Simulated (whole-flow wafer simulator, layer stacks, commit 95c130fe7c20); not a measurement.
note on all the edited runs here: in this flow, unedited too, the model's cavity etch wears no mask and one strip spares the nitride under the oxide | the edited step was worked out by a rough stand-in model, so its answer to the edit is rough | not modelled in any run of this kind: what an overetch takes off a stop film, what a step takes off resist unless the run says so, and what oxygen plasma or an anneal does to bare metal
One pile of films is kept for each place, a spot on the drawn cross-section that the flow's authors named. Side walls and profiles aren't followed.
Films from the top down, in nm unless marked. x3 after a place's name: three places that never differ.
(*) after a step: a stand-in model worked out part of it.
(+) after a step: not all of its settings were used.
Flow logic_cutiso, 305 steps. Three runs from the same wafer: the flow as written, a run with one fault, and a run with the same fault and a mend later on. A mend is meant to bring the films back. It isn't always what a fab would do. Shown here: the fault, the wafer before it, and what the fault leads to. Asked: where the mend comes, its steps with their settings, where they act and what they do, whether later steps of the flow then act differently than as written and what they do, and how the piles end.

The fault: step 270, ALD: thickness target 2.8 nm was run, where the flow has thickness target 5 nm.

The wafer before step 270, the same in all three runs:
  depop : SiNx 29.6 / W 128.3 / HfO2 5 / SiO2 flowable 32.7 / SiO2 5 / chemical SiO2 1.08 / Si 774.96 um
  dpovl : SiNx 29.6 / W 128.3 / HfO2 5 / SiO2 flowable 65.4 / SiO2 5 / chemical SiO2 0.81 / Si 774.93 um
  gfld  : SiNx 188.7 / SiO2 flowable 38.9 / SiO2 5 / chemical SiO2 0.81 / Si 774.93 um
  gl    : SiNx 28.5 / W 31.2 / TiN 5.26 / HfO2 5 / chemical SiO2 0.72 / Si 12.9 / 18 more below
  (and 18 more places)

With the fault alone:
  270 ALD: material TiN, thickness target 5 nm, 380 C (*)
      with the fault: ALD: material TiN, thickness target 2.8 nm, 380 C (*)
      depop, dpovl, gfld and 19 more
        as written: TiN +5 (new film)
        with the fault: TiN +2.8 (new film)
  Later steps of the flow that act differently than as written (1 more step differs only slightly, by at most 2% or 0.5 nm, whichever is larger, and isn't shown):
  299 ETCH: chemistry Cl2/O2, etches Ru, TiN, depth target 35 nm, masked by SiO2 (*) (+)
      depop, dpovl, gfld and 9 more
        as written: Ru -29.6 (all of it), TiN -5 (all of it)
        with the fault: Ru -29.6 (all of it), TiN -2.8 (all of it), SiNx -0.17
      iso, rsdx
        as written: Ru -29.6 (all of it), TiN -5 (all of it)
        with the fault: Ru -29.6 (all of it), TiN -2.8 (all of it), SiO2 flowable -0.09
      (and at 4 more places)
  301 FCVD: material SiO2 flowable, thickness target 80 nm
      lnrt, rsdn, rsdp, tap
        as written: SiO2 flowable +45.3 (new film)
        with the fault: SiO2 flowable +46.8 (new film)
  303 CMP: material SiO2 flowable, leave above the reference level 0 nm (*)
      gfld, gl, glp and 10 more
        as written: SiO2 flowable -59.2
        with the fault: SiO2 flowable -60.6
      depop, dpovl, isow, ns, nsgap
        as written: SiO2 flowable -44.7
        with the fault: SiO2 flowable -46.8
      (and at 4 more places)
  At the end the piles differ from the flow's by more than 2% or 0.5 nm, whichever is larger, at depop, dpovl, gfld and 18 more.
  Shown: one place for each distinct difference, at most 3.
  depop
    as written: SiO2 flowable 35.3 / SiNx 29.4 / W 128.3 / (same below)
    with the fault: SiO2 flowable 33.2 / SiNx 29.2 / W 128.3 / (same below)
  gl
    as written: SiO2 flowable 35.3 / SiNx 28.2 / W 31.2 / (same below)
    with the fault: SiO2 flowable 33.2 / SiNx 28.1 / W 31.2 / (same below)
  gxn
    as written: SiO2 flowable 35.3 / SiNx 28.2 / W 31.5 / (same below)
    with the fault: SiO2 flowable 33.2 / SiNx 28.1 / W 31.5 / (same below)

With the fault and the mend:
  The mend comes after step 270.
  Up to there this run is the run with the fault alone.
  270a ALD: material TiN, thickness target 2.2 nm, 380 C (*) (the flow's step 270 once more, with other settings)
      depop, dpovl, gfld and 19 more
        TiN +2.2
  No later step of the flow acts differently than as written at any place that is followed.
  At the end the piles are the same as the flow's at every place that both follow.
